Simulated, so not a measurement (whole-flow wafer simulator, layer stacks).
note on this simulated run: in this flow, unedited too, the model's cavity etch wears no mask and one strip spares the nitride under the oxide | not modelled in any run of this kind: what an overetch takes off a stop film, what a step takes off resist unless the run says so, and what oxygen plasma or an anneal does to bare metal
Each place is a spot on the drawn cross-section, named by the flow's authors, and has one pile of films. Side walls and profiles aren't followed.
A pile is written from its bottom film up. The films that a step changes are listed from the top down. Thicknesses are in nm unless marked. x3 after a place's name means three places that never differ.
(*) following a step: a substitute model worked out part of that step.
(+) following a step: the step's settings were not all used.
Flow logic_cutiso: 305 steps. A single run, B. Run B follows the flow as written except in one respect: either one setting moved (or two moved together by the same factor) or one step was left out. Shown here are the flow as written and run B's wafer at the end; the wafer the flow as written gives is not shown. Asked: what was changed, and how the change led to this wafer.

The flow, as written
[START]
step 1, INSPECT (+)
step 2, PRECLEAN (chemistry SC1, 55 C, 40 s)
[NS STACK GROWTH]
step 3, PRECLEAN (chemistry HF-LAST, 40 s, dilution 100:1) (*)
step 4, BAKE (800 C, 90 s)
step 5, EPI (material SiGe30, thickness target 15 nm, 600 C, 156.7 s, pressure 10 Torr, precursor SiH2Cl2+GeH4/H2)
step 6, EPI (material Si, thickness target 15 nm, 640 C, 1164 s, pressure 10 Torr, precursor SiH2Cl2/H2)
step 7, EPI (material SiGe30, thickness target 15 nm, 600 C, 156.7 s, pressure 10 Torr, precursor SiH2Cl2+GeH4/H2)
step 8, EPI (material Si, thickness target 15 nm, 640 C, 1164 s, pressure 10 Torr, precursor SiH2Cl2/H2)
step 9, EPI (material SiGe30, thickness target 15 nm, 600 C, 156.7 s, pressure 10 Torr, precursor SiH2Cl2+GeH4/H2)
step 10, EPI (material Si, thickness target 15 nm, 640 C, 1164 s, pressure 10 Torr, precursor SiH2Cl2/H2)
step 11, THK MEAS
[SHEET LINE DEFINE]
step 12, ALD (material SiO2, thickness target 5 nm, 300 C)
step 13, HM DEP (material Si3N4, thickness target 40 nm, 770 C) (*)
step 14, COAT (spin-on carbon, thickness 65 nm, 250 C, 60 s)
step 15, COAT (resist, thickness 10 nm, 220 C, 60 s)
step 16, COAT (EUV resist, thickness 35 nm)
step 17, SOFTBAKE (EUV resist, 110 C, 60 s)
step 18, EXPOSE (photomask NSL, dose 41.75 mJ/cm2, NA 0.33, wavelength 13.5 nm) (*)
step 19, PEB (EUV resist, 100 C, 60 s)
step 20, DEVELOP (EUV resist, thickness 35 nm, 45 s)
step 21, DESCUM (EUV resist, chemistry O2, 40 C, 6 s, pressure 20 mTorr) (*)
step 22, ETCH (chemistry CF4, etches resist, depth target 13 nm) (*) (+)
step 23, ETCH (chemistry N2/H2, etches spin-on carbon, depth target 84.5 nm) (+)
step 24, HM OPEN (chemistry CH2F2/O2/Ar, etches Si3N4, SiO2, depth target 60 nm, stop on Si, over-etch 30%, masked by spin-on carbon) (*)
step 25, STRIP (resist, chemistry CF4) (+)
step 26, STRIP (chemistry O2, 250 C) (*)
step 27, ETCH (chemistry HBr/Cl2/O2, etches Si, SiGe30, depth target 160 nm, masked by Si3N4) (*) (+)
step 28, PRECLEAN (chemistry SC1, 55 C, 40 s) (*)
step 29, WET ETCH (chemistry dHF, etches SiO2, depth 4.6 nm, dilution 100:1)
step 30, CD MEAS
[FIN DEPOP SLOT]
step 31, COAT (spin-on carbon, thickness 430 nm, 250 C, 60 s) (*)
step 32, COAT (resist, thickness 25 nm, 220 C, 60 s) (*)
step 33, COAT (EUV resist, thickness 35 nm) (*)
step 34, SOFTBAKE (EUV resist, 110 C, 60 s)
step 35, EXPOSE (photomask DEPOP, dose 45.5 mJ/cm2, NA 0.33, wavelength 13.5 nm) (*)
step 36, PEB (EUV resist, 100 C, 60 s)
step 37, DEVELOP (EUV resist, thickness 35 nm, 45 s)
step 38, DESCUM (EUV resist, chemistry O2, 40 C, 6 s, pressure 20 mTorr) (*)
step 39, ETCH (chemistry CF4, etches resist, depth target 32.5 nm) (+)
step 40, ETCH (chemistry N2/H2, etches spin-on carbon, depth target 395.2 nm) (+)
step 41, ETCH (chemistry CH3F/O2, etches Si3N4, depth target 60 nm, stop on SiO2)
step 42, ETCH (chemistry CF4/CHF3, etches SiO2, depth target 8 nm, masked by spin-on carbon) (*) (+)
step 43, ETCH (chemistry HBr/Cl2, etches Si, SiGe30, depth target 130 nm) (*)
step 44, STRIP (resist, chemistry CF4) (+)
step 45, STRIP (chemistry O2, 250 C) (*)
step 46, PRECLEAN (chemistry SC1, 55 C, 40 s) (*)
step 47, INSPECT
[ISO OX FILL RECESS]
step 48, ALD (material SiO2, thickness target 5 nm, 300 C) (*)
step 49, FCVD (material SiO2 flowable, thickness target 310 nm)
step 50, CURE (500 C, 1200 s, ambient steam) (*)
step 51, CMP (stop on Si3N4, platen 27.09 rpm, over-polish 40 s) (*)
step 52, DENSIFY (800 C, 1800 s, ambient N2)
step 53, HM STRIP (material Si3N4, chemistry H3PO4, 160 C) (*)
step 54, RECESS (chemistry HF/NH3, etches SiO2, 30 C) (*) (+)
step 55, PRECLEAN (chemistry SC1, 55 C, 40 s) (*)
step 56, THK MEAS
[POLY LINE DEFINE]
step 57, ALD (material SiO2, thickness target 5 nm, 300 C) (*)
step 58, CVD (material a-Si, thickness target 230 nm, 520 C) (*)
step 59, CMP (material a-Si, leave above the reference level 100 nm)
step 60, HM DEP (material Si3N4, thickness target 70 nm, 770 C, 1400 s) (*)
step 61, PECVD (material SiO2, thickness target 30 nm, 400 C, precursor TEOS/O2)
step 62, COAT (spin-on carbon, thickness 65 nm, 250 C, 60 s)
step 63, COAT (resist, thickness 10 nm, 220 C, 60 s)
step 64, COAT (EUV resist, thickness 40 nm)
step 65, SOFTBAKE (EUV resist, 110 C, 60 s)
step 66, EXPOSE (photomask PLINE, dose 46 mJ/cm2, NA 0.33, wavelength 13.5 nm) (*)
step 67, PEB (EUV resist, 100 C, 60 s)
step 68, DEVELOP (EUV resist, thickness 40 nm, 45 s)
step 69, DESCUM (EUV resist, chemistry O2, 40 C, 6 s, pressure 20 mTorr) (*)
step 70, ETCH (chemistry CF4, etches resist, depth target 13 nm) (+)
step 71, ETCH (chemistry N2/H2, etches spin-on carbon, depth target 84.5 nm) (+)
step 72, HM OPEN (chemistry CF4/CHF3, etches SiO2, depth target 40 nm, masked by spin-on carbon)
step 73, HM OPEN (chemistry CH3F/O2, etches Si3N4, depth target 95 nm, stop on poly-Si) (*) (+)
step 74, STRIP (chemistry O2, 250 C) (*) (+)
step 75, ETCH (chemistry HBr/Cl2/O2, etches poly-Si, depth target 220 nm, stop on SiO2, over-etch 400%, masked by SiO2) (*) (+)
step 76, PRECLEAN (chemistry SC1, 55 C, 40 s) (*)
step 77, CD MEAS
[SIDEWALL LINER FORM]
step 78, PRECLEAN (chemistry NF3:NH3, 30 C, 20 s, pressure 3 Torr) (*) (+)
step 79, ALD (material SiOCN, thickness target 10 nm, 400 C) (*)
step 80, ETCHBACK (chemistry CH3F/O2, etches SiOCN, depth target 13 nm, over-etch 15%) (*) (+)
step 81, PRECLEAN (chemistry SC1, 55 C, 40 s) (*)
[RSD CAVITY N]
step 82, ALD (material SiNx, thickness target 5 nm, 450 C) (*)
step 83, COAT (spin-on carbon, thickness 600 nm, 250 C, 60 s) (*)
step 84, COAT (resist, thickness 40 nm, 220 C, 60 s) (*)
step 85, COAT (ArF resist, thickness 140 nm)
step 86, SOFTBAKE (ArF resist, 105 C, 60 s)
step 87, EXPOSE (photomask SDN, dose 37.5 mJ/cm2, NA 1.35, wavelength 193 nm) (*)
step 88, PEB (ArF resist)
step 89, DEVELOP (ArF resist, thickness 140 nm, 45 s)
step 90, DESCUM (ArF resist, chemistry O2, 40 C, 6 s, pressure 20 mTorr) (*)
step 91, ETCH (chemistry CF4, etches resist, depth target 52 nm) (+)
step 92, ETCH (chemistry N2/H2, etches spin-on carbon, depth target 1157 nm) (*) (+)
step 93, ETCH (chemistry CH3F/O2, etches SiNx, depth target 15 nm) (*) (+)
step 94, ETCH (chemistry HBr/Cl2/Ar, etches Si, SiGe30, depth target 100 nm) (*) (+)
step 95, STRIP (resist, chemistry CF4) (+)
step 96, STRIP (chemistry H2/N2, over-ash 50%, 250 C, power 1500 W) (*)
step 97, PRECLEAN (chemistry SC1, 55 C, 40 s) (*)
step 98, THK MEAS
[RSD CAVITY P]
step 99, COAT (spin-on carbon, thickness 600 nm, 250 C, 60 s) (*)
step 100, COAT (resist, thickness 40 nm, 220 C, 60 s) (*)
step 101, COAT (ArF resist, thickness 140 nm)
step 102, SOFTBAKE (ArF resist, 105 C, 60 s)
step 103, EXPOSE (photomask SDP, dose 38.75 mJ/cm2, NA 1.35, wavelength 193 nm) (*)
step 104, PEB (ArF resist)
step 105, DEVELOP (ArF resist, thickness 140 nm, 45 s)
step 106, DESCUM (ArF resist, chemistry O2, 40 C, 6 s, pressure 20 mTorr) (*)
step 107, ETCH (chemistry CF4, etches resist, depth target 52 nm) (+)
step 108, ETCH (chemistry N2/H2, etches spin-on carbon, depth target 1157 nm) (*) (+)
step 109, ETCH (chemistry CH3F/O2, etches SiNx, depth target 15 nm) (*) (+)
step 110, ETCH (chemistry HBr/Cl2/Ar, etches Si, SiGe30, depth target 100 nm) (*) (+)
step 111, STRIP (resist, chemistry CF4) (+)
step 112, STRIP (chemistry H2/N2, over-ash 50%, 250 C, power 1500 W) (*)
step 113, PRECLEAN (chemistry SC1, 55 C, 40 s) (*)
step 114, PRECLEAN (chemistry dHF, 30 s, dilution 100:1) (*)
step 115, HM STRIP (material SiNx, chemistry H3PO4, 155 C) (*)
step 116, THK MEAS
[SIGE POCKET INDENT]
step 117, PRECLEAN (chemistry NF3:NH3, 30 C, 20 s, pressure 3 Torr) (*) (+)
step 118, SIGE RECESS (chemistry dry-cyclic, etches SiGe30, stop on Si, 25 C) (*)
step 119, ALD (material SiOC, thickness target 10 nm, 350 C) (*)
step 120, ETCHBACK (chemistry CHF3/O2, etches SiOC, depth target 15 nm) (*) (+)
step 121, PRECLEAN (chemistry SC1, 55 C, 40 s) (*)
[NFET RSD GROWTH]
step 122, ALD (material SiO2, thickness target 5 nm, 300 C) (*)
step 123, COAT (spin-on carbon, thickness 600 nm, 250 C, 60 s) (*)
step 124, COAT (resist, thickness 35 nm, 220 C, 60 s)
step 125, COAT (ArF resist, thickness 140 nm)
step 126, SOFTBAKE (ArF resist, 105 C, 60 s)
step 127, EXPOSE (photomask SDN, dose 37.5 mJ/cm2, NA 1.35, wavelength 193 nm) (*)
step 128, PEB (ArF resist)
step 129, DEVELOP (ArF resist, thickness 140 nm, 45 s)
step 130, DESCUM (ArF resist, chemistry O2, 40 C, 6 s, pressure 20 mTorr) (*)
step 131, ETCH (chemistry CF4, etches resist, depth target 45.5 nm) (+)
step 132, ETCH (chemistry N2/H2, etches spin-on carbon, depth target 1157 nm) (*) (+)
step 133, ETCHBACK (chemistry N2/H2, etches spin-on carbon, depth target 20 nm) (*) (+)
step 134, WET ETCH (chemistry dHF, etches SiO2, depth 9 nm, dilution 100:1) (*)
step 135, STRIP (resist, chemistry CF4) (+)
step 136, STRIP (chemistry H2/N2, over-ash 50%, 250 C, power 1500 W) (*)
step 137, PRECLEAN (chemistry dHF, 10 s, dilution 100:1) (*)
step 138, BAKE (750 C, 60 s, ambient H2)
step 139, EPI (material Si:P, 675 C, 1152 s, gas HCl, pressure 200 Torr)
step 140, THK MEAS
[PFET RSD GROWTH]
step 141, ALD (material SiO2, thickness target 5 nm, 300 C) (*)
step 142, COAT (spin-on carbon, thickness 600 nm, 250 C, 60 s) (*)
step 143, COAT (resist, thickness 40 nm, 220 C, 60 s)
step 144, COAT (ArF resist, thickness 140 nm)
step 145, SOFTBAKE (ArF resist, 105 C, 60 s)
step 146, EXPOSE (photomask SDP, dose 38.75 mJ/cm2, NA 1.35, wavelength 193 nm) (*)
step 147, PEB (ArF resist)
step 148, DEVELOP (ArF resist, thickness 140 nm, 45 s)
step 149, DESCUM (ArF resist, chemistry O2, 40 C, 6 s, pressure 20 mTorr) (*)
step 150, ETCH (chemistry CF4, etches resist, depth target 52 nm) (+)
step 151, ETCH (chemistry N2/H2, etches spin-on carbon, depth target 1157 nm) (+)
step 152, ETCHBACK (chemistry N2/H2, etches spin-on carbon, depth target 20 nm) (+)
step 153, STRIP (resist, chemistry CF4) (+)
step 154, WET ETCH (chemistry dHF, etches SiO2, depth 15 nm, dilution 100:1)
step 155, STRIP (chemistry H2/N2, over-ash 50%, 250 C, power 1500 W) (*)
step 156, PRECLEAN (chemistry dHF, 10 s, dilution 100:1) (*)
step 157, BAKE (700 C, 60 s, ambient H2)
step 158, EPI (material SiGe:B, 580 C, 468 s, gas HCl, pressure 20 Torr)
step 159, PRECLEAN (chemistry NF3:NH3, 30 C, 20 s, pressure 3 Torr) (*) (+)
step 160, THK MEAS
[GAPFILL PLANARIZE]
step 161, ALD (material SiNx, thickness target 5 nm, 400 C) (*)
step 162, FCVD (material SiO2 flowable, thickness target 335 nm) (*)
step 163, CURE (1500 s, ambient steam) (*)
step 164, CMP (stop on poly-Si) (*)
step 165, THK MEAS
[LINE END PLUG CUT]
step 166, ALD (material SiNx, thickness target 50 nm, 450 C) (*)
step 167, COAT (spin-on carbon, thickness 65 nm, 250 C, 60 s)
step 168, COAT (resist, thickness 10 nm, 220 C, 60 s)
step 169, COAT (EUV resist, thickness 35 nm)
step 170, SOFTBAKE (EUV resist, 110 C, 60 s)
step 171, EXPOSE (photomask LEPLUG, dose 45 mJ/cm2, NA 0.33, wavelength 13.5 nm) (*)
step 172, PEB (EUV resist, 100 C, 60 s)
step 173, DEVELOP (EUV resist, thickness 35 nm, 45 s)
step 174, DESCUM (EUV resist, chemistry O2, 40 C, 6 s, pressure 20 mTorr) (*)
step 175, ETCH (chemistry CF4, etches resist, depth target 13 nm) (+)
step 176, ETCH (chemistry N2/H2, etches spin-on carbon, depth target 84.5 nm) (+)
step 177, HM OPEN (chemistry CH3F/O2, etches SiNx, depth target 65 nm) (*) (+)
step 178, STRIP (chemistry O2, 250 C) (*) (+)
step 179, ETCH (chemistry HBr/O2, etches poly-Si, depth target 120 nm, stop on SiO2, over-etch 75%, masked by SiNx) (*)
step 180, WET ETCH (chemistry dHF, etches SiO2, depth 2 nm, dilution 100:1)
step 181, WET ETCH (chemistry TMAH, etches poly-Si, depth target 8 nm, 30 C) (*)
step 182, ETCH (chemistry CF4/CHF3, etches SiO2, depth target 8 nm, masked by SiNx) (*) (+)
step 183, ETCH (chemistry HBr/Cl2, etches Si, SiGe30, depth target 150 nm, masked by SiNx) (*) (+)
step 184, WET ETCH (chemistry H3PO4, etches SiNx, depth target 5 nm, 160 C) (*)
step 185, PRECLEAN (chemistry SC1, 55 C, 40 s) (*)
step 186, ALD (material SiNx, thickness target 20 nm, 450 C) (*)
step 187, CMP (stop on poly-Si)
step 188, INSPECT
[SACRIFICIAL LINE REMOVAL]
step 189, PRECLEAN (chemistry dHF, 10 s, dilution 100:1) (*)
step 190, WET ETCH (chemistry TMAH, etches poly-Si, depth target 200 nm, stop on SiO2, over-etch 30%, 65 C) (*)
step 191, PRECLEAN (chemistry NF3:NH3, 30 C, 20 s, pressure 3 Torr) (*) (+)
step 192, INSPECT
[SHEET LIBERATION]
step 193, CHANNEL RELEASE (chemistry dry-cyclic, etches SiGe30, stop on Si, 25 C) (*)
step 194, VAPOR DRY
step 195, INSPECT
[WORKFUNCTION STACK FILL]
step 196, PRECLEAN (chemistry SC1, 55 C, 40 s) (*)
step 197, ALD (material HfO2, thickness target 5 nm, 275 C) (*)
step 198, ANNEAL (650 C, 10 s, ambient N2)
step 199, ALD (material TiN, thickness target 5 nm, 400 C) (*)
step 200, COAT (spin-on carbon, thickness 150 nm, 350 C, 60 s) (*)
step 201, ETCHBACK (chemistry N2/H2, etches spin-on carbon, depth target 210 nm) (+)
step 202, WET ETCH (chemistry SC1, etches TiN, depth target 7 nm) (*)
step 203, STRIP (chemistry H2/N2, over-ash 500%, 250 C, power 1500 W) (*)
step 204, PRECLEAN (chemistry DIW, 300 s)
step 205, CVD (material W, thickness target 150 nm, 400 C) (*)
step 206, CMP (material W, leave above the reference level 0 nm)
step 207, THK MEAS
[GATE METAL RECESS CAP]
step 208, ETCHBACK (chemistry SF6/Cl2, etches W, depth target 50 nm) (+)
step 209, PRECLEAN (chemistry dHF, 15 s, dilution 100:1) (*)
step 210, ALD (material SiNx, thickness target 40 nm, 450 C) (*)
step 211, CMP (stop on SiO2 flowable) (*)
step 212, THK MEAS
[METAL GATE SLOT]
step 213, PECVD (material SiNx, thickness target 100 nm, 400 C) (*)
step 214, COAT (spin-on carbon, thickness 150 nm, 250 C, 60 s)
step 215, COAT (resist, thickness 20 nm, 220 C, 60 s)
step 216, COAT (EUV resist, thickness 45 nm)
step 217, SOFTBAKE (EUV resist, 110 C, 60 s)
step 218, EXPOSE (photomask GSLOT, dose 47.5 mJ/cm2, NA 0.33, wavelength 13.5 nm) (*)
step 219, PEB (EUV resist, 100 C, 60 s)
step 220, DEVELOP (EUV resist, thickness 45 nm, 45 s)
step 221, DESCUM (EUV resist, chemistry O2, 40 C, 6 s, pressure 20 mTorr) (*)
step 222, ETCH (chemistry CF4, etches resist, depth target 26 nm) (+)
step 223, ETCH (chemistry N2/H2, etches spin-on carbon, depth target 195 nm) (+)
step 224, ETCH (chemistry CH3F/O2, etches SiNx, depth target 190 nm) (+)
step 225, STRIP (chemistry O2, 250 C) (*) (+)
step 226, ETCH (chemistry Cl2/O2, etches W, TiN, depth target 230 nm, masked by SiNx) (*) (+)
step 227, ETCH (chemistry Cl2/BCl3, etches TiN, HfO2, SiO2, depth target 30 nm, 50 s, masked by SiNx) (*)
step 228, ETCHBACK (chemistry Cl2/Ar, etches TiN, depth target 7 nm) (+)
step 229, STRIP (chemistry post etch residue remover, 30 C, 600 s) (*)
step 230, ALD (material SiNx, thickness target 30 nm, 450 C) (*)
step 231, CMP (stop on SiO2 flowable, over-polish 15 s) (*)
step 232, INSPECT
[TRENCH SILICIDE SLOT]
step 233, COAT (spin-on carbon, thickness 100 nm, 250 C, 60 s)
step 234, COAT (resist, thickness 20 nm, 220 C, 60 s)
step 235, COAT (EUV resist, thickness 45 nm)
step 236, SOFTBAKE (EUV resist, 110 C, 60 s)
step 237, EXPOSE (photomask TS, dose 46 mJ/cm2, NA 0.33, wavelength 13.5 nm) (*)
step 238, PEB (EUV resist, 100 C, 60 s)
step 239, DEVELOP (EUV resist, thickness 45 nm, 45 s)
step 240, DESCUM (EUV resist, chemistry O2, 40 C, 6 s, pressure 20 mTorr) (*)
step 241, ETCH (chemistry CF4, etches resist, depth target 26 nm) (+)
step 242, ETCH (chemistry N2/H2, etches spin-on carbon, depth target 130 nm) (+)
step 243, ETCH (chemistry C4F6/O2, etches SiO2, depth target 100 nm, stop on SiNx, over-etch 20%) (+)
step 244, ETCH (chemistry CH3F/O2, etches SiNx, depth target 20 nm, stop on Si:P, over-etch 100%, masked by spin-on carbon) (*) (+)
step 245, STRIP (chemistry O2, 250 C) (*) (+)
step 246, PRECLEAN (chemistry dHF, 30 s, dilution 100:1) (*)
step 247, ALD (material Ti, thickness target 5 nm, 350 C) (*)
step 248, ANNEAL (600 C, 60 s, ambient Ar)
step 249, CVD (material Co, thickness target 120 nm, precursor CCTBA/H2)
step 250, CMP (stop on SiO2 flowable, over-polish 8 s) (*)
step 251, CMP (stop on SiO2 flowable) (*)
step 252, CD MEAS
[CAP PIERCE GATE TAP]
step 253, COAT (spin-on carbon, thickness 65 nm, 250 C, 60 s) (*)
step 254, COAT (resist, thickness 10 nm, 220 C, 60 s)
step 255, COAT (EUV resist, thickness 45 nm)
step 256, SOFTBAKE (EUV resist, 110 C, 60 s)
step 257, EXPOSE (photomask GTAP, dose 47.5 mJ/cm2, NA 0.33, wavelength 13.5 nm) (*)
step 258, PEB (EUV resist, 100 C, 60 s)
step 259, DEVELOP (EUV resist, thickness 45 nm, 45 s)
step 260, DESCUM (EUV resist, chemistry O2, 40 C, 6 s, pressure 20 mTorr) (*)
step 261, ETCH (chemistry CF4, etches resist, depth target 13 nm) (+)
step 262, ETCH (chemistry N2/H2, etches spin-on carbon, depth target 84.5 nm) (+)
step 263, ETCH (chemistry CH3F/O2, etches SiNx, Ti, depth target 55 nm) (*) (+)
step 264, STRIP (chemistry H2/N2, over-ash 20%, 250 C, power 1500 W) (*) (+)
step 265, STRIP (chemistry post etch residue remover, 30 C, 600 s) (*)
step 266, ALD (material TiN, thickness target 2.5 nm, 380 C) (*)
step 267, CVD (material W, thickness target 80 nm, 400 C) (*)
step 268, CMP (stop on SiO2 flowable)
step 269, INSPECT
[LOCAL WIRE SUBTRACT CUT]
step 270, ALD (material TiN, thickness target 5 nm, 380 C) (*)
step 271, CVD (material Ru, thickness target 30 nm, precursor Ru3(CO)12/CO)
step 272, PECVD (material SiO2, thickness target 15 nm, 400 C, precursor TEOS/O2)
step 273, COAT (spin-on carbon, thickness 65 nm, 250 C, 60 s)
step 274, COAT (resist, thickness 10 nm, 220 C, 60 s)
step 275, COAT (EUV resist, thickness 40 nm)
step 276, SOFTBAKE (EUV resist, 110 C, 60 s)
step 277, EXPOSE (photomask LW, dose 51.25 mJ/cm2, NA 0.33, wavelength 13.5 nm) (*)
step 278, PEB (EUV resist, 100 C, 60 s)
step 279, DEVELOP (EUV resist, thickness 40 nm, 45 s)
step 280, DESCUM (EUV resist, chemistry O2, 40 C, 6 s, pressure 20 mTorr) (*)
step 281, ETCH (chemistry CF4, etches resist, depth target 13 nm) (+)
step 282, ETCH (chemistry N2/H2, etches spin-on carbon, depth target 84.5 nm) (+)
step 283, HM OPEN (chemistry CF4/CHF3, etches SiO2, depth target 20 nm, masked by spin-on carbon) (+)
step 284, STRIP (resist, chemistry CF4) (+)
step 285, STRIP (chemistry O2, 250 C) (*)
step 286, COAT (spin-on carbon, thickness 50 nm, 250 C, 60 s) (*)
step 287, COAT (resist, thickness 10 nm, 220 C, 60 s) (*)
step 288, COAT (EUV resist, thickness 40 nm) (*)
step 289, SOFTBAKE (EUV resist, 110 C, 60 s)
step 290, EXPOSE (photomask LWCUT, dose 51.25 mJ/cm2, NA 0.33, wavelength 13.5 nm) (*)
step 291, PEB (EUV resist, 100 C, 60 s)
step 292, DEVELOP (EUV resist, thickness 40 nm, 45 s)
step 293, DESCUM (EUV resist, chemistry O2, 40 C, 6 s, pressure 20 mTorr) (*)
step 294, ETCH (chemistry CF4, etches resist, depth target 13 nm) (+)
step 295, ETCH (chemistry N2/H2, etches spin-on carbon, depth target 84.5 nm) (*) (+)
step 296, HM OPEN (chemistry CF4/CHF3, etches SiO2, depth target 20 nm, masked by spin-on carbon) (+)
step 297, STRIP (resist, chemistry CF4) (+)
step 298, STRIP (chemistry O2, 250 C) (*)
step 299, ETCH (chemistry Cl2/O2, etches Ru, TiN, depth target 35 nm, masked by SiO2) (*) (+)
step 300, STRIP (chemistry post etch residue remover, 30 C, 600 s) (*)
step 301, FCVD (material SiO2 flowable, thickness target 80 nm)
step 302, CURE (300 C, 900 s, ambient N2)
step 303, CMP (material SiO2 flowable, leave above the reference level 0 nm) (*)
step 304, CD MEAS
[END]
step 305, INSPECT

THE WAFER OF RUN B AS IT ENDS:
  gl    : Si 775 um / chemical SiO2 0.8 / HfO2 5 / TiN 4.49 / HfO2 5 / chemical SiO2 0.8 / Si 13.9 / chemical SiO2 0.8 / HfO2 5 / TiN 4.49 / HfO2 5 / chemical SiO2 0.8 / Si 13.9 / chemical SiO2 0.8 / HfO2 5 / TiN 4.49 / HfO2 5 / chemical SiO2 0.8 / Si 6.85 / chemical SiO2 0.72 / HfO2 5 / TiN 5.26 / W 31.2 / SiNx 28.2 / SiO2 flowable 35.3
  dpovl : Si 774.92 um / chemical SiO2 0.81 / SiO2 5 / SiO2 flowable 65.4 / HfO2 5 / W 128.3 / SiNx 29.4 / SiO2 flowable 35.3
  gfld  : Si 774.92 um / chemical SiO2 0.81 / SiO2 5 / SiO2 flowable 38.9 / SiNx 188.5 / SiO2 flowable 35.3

Cause: step 10, EPI: thickness target 9 nm was run, though the flow has thickness target 15 nm; step 10, EPI: 698.6 s was run, where the flow has 1164 s.

The path from the change to this, step by step:
  step 10, EPI (material Si, thickness target 15 nm, 640 C, 1164 s, pressure 10 Torr, precursor SiH2Cl2/H2)
      depop, dpovl, gfld and 19 more: +9 Si (new film) (it would be, as written: +15 Si (new film))
  step 27, ETCH (chemistry HBr/Cl2/O2, etches Si, SiGe30, depth target 160 nm, masked by Si3N4) (*) (+)
      gfld, gxf, iso, lnri: -0.79 chemical SiO2 (all of it), -5.35 Si (all of it), -15 SiGe30 (all of it), -15 Si (all of it), -15 SiGe30 (all of it), -15 Si (all of it), -15 SiGe30 (all of it), -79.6 Si (it would be, as written: -0.79 chemical SiO2 (all of it), -11.4 Si (all of it), -15 SiGe30 (all of it), -15 Si (all of it), -15 SiGe30 (all of it), -15 Si (all of it), -15 SiGe30 (all of it), -73.6 Si)
      dpovl, nsgap: -0.79 chemical SiO2 (all of it), -5.75 Si (all of it), -15 SiGe30 (all of it), -15 Si (all of it), -15 SiGe30 (all of it), -15 Si (all of it), -15 SiGe30 (all of it), -79.2 Si (it would be, as written: -0.79 chemical SiO2 (all of it), -11.8 Si (all of it), -15 SiGe30 (all of it), -15 Si (all of it), -15 SiGe30 (all of it), -15 Si (all of it), -15 SiGe30 (all of it), -73.2 Si)
      (as well as at 1 more place)
  step 43, ETCH (chemistry HBr/Cl2, etches Si, SiGe30, depth target 130 nm) (*)
      depop: -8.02 Si (all of it), -15 SiGe30 (all of it), -15 Si (all of it), -15 SiGe30 (all of it), -15 Si (all of it), -15 SiGe30 (all of it), -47 Si (it would be, as written: -14 Si (all of it), -15 SiGe30 (all of it), -15 Si (all of it), -15 SiGe30 (all of it), -15 Si (all of it), -15 SiGe30 (all of it), -41 Si)
  step 94, ETCH (chemistry HBr/Cl2/Ar, etches Si, SiGe30, depth target 100 nm) (*) (+)
      rsdn, rsdx: -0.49 chemical SiO2 (all of it), -6.82 Si (all of it), -15 SiGe30 (all of it), -15 Si (all of it), -15 SiGe30 (all of it), -15 Si (all of it), -15 SiGe30 (all of it), -18.2 Si (it would be, as written: -0.49 chemical SiO2 (all of it), -12.8 Si (all of it), -15 SiGe30 (all of it), -15 Si (all of it), -15 SiGe30 (all of it), -15 Si (all of it), -15 SiGe30 (all of it), -12.2 Si)
  step 110, ETCH (chemistry HBr/Cl2/Ar, etches Si, SiGe30, depth target 100 nm) (*) (+)
      rsdp, rsdw: -0.49 chemical SiO2 (all of it), -6.82 Si (all of it), -15 SiGe30 (all of it), -15 Si (all of it), -15 SiGe30 (all of it), -15 Si (all of it), -15 SiGe30 (all of it), -18.2 Si (it would be, as written: -0.49 chemical SiO2 (all of it), -12.8 Si (all of it), -15 SiGe30 (all of it), -15 Si (all of it), -15 SiGe30 (all of it), -15 Si (all of it), -15 SiGe30 (all of it), -12.2 Si)
  step 183, ETCH (chemistry HBr/Cl2, etches Si, SiGe30, depth target 150 nm, masked by SiNx) (*) (+)
      plug: -7.55 Si (all of it), -15 SiGe30 (all of it), -15 Si (all of it), -15 SiGe30 (all of it), -15 Si (all of it), -15 SiGe30 (all of it), -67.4 Si (it would be, as written: -13.6 Si (all of it), -15 SiGe30 (all of it), -15 Si (all of it), -15 SiGe30 (all of it), -15 Si (all of it), -15 SiGe30 (all of it), -61.4 Si)
